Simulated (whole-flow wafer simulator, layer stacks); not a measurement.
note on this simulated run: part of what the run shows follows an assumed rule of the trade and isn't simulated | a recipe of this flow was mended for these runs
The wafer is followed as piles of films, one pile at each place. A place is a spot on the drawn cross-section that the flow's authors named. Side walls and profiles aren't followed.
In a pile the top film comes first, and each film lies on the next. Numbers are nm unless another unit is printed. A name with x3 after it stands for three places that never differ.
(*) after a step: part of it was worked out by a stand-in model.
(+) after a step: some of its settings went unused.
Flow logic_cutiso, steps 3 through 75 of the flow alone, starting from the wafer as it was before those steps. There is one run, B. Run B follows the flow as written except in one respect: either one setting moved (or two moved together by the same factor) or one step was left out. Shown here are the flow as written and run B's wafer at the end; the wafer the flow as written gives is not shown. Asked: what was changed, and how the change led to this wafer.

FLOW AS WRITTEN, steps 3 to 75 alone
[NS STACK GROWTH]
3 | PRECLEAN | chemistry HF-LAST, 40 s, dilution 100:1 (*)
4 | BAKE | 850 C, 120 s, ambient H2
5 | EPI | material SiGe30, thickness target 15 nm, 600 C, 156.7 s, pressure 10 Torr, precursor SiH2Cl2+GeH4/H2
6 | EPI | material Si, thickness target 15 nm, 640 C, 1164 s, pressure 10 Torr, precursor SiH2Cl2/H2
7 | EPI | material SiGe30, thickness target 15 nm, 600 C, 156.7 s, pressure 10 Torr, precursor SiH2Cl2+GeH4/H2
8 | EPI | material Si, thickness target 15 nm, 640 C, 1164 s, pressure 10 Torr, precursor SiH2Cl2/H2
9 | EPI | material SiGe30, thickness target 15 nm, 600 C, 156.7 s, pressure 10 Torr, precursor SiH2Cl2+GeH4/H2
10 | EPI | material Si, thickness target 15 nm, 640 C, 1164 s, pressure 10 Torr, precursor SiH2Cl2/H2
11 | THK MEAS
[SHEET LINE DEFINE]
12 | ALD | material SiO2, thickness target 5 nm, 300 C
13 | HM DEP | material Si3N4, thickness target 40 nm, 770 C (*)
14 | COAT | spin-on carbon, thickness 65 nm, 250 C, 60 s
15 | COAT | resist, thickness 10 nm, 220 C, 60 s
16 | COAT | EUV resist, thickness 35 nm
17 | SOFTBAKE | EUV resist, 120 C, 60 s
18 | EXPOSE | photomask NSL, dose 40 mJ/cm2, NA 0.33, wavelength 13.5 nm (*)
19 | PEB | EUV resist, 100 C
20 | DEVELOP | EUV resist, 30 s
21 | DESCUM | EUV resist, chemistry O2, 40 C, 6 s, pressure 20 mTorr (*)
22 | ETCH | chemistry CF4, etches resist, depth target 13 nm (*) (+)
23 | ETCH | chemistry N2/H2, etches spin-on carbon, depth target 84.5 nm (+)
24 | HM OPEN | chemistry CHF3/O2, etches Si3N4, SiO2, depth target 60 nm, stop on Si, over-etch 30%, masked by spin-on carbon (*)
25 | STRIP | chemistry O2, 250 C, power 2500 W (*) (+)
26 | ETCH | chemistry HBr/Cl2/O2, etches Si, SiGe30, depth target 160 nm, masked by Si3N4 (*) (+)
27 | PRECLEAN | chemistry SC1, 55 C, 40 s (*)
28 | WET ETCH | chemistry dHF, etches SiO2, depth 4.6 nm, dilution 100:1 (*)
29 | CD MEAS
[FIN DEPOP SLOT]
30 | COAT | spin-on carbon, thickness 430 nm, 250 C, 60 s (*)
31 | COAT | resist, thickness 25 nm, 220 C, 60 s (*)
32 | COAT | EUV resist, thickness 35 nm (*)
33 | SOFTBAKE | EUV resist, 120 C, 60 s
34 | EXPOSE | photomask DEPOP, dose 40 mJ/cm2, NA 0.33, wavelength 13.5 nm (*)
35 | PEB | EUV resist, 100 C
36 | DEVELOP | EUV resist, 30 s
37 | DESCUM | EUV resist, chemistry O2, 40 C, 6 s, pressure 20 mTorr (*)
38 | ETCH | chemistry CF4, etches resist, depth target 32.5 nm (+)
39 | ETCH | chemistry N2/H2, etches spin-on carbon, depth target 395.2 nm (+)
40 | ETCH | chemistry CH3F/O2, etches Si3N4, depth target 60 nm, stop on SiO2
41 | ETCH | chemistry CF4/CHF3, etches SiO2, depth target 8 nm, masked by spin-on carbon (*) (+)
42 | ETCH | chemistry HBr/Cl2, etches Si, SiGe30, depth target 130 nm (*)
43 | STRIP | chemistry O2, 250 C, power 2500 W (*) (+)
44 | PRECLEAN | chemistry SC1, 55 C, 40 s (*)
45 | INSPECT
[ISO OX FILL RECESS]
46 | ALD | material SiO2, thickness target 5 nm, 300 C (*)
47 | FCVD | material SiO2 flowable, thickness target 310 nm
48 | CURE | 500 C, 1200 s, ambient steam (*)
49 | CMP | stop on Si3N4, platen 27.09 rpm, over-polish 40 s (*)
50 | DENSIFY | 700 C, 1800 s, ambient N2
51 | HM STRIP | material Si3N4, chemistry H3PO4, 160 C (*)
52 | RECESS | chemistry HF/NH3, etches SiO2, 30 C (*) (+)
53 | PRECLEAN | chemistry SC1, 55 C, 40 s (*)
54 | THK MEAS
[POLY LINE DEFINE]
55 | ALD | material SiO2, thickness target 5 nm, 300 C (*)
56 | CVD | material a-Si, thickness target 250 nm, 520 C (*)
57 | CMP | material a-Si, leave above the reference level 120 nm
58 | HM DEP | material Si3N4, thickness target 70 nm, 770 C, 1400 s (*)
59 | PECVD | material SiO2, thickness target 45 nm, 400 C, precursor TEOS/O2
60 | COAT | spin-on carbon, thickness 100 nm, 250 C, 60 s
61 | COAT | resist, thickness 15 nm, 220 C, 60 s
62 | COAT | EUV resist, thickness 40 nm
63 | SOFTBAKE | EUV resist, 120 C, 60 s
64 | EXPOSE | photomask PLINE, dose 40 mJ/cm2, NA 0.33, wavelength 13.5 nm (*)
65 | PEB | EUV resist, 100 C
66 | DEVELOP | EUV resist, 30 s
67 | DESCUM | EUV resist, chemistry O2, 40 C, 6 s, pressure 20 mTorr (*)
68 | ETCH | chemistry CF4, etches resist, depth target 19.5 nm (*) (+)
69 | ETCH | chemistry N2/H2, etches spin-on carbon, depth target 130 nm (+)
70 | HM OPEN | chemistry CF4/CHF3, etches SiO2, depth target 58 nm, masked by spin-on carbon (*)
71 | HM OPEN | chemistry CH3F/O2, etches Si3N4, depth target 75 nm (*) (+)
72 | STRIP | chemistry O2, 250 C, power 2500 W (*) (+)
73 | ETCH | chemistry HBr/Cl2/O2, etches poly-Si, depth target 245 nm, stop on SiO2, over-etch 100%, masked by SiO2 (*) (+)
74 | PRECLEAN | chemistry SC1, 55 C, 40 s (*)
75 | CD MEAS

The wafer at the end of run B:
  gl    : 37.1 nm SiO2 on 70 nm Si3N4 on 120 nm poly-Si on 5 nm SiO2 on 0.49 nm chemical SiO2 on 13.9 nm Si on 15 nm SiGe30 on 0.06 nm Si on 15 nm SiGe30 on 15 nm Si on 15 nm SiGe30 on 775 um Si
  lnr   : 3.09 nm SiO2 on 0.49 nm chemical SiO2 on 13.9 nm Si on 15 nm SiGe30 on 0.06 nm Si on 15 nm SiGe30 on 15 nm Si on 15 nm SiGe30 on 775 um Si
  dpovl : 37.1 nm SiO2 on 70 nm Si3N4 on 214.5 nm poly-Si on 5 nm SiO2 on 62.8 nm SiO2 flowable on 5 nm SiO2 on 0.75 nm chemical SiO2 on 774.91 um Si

Cause: step 8, EPI: 544 C was run, though the flow has 640 C.

The path from the change to this, step by step:
  8 | EPI | material Si, thickness target 15 nm, 640 C, 1164 s, pressure 10 Torr, precursor SiH2Cl2/H2
      depop, dpovl, gfld and 19 more: +0.06 Si (new film) (as written it would have been: +15 Si (new film))
  26 | ETCH | chemistry HBr/Cl2/O2, etches Si, SiGe30, depth target 160 nm, masked by Si3N4 (*) (+)
      dpovl, gfld, gxf, iso, isow, lnri, nsgap: -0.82 chemical SiO2 (all of it), -12 Si (all of it), -15 SiGe30 (all of it), -0.06 Si (all of it), -15 SiGe30 (all of it), -15 Si (all of it), -15 SiGe30 (all of it), -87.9 Si (as written it would have been: -0.82 chemical SiO2 (all of it), -12 Si (all of it), -15 SiGe30 (all of it), -15 Si (all of it), -15 SiGe30 (all of it), -15 Si (all of it), -15 SiGe30 (all of it), -73 Si)
  42 | ETCH | chemistry HBr/Cl2, etches Si, SiGe30, depth target 130 nm (*)
      depop: -13.8 Si (all of it), -15 SiGe30 (all of it), -0.06 Si (all of it), -15 SiGe30 (all of it), -15 Si (all of it), -15 SiGe30 (all of it), -56.2 Si (as written it would have been: -13.8 Si (all of it), -15 SiGe30 (all of it), -15 Si (all of it), -15 SiGe30 (all of it), -15 Si (all of it), -15 SiGe30 (all of it), -41.2 Si)
